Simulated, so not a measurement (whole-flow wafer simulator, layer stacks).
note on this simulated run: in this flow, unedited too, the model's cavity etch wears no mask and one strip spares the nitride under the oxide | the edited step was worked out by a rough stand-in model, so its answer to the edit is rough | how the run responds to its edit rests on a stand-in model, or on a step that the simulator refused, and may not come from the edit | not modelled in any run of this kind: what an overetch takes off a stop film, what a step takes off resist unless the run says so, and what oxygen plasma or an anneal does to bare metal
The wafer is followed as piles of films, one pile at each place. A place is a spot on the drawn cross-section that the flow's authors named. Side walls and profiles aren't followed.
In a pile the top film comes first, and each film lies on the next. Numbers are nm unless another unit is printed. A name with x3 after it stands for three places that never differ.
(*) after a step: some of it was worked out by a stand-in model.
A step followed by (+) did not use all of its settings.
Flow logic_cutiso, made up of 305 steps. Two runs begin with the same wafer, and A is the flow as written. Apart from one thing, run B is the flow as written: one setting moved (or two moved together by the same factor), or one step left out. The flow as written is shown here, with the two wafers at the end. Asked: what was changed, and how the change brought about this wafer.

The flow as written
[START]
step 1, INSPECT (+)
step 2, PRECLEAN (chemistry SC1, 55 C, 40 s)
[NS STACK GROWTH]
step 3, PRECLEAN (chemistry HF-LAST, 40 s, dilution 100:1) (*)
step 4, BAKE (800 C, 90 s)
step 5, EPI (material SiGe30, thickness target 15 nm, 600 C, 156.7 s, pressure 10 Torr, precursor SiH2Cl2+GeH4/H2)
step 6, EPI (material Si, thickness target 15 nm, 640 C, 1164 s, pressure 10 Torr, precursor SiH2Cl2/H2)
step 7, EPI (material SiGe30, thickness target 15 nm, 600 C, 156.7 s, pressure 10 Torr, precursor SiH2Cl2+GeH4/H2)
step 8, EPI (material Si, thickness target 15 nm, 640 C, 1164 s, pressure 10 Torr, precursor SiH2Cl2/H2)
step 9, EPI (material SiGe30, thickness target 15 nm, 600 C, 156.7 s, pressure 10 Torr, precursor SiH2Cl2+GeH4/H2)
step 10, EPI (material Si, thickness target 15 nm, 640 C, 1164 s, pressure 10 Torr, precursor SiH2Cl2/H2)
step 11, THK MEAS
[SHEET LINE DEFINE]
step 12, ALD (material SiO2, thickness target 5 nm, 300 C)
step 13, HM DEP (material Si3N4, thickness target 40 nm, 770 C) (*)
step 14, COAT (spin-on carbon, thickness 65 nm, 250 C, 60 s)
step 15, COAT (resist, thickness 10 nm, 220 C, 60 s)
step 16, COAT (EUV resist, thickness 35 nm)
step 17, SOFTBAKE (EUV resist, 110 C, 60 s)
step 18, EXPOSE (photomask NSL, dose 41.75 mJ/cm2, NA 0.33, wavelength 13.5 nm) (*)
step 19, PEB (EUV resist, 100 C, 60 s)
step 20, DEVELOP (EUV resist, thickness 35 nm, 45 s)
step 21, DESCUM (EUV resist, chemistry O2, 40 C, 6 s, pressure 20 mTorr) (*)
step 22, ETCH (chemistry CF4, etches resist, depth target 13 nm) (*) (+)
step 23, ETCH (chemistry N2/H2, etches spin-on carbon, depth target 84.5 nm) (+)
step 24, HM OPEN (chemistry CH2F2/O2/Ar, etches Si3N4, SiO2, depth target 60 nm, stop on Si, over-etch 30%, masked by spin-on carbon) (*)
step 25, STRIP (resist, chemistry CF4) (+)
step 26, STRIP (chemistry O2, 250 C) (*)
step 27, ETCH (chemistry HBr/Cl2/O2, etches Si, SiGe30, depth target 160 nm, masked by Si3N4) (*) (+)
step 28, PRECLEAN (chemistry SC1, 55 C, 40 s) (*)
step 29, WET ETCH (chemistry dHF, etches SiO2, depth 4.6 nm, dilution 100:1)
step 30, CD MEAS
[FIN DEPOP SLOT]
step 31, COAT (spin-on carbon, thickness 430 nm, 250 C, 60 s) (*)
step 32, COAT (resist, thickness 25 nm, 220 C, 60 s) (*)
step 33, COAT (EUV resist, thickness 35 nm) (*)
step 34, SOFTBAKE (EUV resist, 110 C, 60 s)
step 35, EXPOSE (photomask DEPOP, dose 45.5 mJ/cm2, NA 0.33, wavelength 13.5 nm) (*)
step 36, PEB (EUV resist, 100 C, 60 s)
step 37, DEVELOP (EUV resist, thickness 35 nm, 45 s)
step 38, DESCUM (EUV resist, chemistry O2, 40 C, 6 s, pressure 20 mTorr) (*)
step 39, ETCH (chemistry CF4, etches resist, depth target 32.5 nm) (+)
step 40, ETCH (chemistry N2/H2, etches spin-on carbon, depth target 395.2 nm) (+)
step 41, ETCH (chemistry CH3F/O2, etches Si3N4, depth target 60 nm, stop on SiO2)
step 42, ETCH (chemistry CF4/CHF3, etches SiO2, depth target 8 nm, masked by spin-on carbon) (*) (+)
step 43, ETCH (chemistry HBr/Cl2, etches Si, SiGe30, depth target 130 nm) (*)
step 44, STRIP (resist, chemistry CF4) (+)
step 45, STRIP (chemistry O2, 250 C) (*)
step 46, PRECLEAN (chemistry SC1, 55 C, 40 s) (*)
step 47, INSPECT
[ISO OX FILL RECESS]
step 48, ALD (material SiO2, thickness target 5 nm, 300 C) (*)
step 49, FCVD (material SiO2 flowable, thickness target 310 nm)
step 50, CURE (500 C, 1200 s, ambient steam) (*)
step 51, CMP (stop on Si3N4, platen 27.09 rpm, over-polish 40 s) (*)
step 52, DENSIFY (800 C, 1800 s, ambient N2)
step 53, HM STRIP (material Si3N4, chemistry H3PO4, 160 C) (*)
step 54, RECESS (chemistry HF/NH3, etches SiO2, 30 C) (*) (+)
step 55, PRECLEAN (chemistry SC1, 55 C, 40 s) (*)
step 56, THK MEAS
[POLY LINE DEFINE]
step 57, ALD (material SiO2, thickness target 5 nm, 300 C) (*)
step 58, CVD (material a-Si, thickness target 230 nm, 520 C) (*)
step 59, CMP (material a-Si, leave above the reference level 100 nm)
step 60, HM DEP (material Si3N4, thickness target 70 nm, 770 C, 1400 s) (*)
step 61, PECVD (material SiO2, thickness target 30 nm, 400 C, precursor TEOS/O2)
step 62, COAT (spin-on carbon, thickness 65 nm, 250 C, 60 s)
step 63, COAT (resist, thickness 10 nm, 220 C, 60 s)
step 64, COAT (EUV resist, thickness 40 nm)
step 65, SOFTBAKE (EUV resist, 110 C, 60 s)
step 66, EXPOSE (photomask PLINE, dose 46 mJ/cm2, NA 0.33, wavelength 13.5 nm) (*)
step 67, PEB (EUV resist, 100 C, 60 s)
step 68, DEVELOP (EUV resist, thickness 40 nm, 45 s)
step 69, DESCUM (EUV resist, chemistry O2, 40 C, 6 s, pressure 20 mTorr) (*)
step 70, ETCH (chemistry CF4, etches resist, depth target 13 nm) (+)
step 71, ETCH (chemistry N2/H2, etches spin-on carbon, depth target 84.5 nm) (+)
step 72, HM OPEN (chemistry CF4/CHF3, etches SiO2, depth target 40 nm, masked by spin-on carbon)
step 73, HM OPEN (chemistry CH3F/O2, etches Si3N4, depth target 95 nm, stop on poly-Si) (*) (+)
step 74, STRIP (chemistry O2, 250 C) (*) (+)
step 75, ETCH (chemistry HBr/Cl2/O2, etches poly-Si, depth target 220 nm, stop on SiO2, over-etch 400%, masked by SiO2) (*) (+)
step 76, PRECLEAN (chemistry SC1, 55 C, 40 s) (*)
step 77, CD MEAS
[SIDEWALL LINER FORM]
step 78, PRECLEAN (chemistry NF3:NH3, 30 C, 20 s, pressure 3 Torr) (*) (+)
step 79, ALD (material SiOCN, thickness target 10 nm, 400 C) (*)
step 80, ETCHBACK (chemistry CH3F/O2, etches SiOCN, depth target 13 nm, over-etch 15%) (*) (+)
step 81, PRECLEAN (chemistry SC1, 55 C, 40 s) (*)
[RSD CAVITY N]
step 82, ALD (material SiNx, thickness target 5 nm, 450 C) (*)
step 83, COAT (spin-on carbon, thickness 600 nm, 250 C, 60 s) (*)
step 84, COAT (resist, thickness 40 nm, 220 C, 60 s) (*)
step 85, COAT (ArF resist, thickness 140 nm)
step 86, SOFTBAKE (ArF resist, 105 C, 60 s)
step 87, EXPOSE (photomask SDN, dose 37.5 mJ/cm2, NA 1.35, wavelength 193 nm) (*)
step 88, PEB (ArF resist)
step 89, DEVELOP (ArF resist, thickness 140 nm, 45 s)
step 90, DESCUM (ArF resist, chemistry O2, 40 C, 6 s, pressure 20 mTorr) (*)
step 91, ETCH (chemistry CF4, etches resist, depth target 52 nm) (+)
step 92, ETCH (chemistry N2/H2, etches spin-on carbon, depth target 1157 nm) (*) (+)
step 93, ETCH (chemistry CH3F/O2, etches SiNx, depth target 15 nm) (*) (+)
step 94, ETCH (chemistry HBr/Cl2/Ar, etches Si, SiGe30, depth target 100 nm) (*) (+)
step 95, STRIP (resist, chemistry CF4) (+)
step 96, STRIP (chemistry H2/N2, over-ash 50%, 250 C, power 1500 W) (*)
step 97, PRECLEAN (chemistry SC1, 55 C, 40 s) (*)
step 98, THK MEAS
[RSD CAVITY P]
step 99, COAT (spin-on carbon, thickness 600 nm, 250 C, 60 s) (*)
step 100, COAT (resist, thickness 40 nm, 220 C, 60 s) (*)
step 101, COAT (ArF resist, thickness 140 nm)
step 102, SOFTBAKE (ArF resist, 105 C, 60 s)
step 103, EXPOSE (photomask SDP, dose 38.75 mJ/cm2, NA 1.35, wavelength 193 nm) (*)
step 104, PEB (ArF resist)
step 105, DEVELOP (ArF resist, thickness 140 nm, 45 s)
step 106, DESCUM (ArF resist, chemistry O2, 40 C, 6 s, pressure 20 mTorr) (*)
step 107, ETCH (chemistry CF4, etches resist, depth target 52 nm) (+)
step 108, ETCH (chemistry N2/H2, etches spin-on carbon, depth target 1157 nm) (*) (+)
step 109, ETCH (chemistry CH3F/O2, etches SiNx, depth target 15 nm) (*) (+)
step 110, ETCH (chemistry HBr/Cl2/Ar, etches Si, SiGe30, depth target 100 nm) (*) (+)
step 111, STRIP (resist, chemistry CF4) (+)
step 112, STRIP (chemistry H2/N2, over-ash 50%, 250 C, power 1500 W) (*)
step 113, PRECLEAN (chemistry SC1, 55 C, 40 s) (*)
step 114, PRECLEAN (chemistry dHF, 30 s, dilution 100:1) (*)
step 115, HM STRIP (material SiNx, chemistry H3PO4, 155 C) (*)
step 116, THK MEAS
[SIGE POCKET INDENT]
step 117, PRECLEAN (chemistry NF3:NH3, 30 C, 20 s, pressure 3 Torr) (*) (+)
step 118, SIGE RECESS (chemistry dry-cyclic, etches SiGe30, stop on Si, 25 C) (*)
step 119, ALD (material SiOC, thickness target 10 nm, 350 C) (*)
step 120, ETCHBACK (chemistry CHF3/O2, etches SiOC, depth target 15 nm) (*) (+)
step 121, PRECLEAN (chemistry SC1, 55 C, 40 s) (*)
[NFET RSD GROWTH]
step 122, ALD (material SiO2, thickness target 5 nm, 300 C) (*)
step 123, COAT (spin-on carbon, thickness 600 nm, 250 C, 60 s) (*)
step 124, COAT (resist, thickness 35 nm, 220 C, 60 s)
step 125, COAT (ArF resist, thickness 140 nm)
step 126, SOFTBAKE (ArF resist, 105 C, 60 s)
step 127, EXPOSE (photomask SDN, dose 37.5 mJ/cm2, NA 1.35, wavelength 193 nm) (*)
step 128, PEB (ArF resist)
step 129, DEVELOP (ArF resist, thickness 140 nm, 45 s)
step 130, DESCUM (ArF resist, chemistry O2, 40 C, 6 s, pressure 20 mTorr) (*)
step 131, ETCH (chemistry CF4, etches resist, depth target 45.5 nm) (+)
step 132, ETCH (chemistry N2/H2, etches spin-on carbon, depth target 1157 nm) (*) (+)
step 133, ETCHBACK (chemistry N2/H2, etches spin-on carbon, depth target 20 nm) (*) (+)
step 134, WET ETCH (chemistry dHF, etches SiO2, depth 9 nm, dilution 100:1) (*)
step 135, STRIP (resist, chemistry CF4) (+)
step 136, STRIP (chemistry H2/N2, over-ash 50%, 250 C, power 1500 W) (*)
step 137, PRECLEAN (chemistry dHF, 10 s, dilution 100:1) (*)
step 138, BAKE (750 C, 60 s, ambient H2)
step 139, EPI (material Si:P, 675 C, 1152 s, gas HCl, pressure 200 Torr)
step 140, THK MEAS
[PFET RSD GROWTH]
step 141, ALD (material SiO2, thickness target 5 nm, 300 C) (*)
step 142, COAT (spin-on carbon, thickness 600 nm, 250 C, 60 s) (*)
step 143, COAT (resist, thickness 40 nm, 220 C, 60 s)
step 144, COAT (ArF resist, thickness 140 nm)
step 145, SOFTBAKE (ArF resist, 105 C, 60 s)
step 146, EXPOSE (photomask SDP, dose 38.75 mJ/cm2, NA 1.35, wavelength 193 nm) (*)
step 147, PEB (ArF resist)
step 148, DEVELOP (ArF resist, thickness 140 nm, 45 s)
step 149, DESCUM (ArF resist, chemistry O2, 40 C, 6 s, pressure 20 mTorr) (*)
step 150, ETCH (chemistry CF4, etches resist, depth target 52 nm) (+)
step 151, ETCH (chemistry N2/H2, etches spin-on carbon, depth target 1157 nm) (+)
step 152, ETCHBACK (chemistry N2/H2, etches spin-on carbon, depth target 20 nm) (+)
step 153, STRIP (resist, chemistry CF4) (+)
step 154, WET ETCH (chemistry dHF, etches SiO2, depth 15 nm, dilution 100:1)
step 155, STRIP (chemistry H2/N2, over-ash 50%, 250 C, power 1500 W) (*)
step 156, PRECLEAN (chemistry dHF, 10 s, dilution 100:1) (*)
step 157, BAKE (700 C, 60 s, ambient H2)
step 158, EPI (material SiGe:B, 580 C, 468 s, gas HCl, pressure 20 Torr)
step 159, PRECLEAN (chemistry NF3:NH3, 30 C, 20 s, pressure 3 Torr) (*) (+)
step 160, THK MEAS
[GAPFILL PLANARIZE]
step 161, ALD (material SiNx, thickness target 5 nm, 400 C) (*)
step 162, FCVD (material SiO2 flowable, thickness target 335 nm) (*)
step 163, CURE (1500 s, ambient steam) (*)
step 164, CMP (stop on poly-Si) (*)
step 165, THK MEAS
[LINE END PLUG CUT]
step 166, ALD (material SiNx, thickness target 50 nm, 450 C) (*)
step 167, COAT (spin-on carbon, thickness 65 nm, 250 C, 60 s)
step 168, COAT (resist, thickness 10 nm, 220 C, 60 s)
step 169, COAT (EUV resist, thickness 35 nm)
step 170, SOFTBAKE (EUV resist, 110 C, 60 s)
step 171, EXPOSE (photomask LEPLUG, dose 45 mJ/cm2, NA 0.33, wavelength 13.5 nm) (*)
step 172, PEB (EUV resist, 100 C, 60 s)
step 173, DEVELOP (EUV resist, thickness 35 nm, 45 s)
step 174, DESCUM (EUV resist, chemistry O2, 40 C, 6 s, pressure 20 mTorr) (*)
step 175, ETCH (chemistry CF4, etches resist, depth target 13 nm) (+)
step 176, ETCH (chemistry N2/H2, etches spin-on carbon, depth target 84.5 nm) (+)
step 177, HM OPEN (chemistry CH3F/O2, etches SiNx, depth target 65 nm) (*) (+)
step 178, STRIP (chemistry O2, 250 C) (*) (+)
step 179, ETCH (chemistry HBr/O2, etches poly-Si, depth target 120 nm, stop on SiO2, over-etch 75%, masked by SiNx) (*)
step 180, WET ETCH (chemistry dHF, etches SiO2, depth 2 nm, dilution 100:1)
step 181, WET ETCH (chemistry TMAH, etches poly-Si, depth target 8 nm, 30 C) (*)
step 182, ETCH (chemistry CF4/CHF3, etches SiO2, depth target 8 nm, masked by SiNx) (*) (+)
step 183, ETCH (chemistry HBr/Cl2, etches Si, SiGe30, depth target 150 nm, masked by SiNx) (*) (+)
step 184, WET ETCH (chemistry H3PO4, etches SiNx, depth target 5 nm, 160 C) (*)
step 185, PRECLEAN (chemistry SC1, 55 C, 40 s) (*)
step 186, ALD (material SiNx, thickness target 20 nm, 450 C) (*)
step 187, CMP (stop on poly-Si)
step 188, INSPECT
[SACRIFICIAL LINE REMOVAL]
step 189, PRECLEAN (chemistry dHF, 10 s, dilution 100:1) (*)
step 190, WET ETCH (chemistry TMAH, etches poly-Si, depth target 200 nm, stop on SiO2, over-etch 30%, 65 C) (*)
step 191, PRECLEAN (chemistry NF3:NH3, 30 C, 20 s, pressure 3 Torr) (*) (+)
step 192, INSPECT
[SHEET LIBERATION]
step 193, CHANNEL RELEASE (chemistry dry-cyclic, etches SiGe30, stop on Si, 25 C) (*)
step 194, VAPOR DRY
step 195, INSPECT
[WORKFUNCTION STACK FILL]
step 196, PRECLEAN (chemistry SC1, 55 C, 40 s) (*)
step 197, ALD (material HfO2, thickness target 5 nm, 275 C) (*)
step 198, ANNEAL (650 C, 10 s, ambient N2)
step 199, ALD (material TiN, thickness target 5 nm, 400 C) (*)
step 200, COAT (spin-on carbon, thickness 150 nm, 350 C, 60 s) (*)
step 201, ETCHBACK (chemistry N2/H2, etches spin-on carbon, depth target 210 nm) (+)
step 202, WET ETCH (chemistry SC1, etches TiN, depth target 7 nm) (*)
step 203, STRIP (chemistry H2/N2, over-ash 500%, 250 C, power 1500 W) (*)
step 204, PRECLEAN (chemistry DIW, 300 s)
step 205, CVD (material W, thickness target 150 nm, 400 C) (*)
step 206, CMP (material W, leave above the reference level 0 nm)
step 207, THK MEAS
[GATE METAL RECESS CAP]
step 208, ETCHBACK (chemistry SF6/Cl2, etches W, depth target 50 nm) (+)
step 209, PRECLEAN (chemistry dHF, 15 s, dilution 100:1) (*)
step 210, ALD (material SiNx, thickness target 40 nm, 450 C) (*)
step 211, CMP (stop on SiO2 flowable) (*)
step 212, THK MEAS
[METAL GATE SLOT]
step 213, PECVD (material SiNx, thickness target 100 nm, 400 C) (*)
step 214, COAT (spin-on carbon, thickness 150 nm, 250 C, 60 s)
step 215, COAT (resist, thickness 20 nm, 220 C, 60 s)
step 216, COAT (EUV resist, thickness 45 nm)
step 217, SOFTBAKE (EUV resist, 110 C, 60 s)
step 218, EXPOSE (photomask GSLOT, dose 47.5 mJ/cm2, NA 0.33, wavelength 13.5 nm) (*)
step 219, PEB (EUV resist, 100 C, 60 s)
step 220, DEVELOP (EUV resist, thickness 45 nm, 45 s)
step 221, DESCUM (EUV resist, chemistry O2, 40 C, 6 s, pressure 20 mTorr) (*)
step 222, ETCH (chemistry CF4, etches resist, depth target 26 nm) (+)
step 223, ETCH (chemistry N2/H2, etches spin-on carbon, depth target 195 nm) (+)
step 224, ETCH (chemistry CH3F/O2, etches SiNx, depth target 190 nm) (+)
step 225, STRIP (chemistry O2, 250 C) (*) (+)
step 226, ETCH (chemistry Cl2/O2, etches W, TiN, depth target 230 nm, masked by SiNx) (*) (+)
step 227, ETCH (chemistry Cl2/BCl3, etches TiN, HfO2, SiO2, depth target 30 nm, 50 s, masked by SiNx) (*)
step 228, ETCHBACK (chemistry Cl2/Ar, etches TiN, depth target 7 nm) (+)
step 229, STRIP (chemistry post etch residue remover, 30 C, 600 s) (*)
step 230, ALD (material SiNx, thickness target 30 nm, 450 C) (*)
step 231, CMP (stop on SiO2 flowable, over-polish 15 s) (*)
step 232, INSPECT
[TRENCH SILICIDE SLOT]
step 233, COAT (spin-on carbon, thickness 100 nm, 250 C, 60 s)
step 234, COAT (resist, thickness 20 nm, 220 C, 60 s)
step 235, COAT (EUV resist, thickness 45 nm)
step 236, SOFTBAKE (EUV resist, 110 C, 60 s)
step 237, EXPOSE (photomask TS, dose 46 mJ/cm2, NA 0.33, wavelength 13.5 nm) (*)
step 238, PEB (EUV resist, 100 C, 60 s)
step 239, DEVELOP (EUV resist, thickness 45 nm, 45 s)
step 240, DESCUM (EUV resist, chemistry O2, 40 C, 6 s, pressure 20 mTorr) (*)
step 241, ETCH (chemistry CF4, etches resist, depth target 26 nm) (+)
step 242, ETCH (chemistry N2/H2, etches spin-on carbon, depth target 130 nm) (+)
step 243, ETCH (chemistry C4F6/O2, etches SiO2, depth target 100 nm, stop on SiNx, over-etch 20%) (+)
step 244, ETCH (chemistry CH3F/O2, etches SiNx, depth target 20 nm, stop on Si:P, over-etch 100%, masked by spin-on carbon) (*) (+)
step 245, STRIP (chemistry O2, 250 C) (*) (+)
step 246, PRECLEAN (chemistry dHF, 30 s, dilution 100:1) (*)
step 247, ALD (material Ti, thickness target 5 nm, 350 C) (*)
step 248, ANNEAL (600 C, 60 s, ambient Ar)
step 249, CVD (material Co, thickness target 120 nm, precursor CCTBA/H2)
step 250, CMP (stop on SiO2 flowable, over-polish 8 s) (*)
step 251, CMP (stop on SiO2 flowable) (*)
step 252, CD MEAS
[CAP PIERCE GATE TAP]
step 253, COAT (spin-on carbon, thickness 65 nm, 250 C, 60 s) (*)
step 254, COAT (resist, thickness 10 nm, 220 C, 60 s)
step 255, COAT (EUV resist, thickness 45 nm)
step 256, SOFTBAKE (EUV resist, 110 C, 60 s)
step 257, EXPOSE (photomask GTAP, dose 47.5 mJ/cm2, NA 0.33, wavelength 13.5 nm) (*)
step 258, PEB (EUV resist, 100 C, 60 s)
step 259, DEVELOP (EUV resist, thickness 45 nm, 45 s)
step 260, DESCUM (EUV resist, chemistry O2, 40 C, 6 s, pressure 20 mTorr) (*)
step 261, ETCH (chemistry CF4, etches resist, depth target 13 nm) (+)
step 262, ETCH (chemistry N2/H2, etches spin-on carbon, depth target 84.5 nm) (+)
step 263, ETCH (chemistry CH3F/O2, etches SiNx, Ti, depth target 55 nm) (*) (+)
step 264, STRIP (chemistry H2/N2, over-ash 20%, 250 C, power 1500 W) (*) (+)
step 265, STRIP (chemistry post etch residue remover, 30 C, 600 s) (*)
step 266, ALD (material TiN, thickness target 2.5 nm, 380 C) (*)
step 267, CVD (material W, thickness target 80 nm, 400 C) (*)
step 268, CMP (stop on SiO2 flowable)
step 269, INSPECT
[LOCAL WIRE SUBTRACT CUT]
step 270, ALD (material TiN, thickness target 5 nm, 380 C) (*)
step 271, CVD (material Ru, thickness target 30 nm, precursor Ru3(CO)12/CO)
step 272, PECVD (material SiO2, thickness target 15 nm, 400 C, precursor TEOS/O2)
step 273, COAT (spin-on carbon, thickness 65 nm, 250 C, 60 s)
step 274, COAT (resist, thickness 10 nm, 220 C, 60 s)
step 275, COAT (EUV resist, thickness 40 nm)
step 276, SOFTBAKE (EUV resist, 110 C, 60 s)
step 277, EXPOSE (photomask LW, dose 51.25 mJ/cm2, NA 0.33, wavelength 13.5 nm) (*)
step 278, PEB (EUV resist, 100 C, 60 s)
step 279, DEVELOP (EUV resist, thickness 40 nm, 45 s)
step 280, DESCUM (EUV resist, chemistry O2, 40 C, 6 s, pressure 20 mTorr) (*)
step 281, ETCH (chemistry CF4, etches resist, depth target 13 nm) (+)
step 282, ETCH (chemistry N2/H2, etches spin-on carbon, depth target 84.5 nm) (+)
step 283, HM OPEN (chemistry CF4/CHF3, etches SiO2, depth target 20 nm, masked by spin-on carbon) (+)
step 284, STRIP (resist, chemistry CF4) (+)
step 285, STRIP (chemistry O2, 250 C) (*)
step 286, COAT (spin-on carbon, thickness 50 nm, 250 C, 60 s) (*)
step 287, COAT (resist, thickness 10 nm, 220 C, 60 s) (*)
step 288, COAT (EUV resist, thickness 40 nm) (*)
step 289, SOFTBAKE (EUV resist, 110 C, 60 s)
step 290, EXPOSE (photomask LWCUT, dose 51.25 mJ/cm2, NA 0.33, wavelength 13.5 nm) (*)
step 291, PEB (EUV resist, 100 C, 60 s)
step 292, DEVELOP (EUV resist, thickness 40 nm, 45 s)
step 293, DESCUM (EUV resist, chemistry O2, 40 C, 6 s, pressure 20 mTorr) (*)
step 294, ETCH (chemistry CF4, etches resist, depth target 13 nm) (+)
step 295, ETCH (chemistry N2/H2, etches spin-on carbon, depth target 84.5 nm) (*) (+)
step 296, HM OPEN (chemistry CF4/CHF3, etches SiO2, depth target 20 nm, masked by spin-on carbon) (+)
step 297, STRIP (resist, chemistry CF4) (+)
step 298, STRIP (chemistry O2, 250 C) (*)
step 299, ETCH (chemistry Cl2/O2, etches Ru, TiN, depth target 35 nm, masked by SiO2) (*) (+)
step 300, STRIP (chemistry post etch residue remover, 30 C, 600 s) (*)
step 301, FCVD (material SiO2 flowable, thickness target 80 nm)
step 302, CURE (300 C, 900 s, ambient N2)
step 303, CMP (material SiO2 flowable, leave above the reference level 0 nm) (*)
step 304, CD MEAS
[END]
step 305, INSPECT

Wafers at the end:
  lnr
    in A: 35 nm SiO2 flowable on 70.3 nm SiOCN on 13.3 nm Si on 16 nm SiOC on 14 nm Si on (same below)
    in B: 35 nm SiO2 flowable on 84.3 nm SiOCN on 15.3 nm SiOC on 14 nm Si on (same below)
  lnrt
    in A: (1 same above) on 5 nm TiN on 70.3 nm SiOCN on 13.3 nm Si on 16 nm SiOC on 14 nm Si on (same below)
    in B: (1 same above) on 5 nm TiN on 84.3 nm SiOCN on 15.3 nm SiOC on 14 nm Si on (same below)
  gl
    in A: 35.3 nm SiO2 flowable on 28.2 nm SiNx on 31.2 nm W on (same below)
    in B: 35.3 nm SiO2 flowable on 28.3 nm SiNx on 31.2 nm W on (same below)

The reason: step 75, ETCH: over-etch 560% was run, whereas the flow has over-etch 400%.

The path from the change to this, step by step:
  step 75, ETCH (chemistry HBr/Cl2/O2, etches poly-Si, depth target 220 nm, stop on SiO2, over-etch 400%, masked by SiO2) (*) (+)
      lnr, lnrp, lnrt, rsdn, rsdp, rsdw, rsdx: A chemical SiO2 loses 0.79 (all of it), poly-Si loses 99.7 (all of it), SiO2 loses 5 (all of it) | B chemical SiO2 loses 0.79 (all of it), poly-Si loses 99.7 (all of it), SiO2 loses 5 (all of it), chemical SiO2 loses 0.49 (all of it), Si loses 13.9 (all of it)
      iso, lnri: A chemical SiO2 loses 0.79 (all of it), poly-Si loses 189.1 (all of it), SiO2 loses 4.55 | B chemical SiO2 loses 0.79 (all of it), poly-Si loses 189.1 (all of it), SiO2 loses 5 (all of it), SiO2 flowable loses 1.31
      (as well as at 13 more places)
  step 80, ETCHBACK (chemistry CH3F/O2, etches SiOCN, depth target 13 nm, over-etch 15%) (*) (+)
      rsdn, rsdp, rsdw, rsdx: A SiOCN loses 10 (all of it), Si loses 0.7 | B SiOCN loses 10 (all of it), SiGe30 loses 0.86
      lnr, lnrp, lnrt: A SiOCN gains 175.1 | B SiOCN gains 187.6
  step 94, ETCH (chemistry HBr/Cl2/Ar, etches Si, SiGe30, depth target 100 nm) (*) (+)
      rsdn, rsdx: A chemical SiO2 loses 0.49 (all of it), Si loses 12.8 (all of it), SiGe30 loses 15 (all of it), Si loses 15 (all of it), SiGe30 loses 15 (all of it), Si loses 15 (all of it), SiGe30 loses 15 (all of it), Si loses 12.2 | B chemical SiO2 loses 0.49 (all of it), SiGe30 loses 13.7 (all of it), Si loses 15 (all of it), SiGe30 loses 15 (all of it), Si loses 15 (all of it), SiGe30 loses 15 (all of it), Si loses 26.3
  step 110, ETCH (chemistry HBr/Cl2/Ar, etches Si, SiGe30, depth target 100 nm) (*) (+)
      rsdp, rsdw: A chemical SiO2 loses 0.49 (all of it), Si loses 12.8 (all of it), SiGe30 loses 15 (all of it), Si loses 15 (all of it), SiGe30 loses 15 (all of it), Si loses 15 (all of it), SiGe30 loses 15 (all of it), Si loses 12.2 | B chemical SiO2 loses 0.49 (all of it), SiGe30 loses 13.7 (all of it), Si loses 15 (all of it), SiGe30 loses 15 (all of it), Si loses 15 (all of it), SiGe30 loses 15 (all of it), Si loses 26.3
  step 118, SIGE RECESS (chemistry dry-cyclic, etches SiGe30, stop on Si, 25 C) (*)
      lnr, lnrp, lnrt: A SiOCN loses 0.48, Si loses 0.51, cavity gains 16 (new film), SiGe30 loses 15 (all of it), Si loses 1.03, cavity gains 16 (new film), SiGe30 loses 15 (all of it), Si loses 1.03, cavity gains 16 (new film), SiGe30 loses 15 (all of it), Si loses 0.51 | B SiOCN loses 0.48, cavity gains 15.3 (new film), SiGe30 loses 14.8 (all of it), Si loses 1.03, cavity gains 16 (new film), SiGe30 loses 15 (all of it), Si loses 1.03, cavity gains 16 (new film), SiGe30 loses 15 (all of it), Si loses 0.51
  step 119, ALD (material SiOC, thickness target 10 nm, 350 C) (*)
      lnr, lnrp, lnrt: A SiOC gains 10 (new film), SiOC gains 16 (new film), cavity loses 16 (all of it), SiOC gains 16 (new film), cavity loses 16 (all of it), SiOC gains 16 (new film), cavity loses 16 (all of it) | B SiOC gains 10 (new film), SiOC gains 15.3 (new film), cavity loses 15.3 (all of it), SiOC gains 16 (new film), cavity loses 16 (all of it), SiOC gains 16 (new film), cavity loses 16 (all of it)
  step 120, ETCHBACK (chemistry CHF3/O2, etches SiOC, depth target 15 nm) (*) (+)
      gxn: A SiOC loses 11 (all of it), SiO2 loses 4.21 (all of it) | B SiOC loses 10.8 (all of it), SiO2 loses 2.69 (all of it), Si3N4 loses 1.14
      gxp: A SiOC loses 11 (all of it), SiO2 loses 4.25 (all of it) | B SiOC loses 10.8 (all of it), SiO2 loses 2.73 (all of it), Si3N4 loses 1.14
      (as well as at 3 more places)
  step 122, ALD (material SiO2, thickness target 5 nm, 300 C) (*)
      gxn: A SiO2 gains 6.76 (new film) | B SiO2 gains 5.7 (new film)
      gxp: A SiO2 gains 6.75 (new film) | B SiO2 gains 5.68 (new film)
  step 132, ETCH (chemistry N2/H2, etches spin-on carbon, depth target 1157 nm) (*) (+)
      gxn: A spin-on carbon loses 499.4 (all of it), SiO2 loses 6.06 | B spin-on carbon loses 496.6 (all of it), SiO2 loses 5.7 (all of it), Si3N4 loses 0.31
  step 133, ETCHBACK (chemistry N2/H2, etches spin-on carbon, depth target 20 nm) (*) (+)
      gxn: A SiO2 loses 0.7 (all of it), Si3N4 loses 0.21 | B Si3N4 loses 0.56
  step 139, EPI (material Si:P, 675 C, 1152 s, gas HCl, pressure 200 Torr)
      rsdn, rsdx: A Si:P gains 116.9 (new film) | B Si:P gains 131 (new film)
  step 141, ALD (material SiO2, thickness target 5 nm, 300 C) (*)
      gxp: A SiO2 gains 5 | B SiO2 gains 6.67
  step 158, EPI (material SiGe:B, 580 C, 468 s, gas HCl, pressure 20 Torr)
      rsdp, rsdw: A SiGe:B gains 116.8 (new film) | B SiGe:B gains 131 (new film)
  step 164, CMP (stop on poly-Si) (*)
      depop, dpovl, isow, ns, nsgap: A SiO2 flowable loses 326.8 (all of it), SiNx loses 5 (all of it), SiO2 loses 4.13 (all of it), Si3N4 loses 70 (all of it) | B SiO2 flowable loses 326.8 (all of it), SiNx loses 5 (all of it), SiO2 loses 2.61 (all of it), Si3N4 loses 70 (all of it)
      gxf, plug: A SiO2 flowable loses 251.9 (all of it), SiNx loses 5 (all of it), SiO2 loses 4.13 (all of it), Si3N4 loses 70 (all of it) | B SiO2 flowable loses 252.4 (all of it), SiNx loses 5 (all of it), SiO2 loses 2.61 (all of it), Si3N4 loses 70 (all of it)
      (as well as at 5 more places)
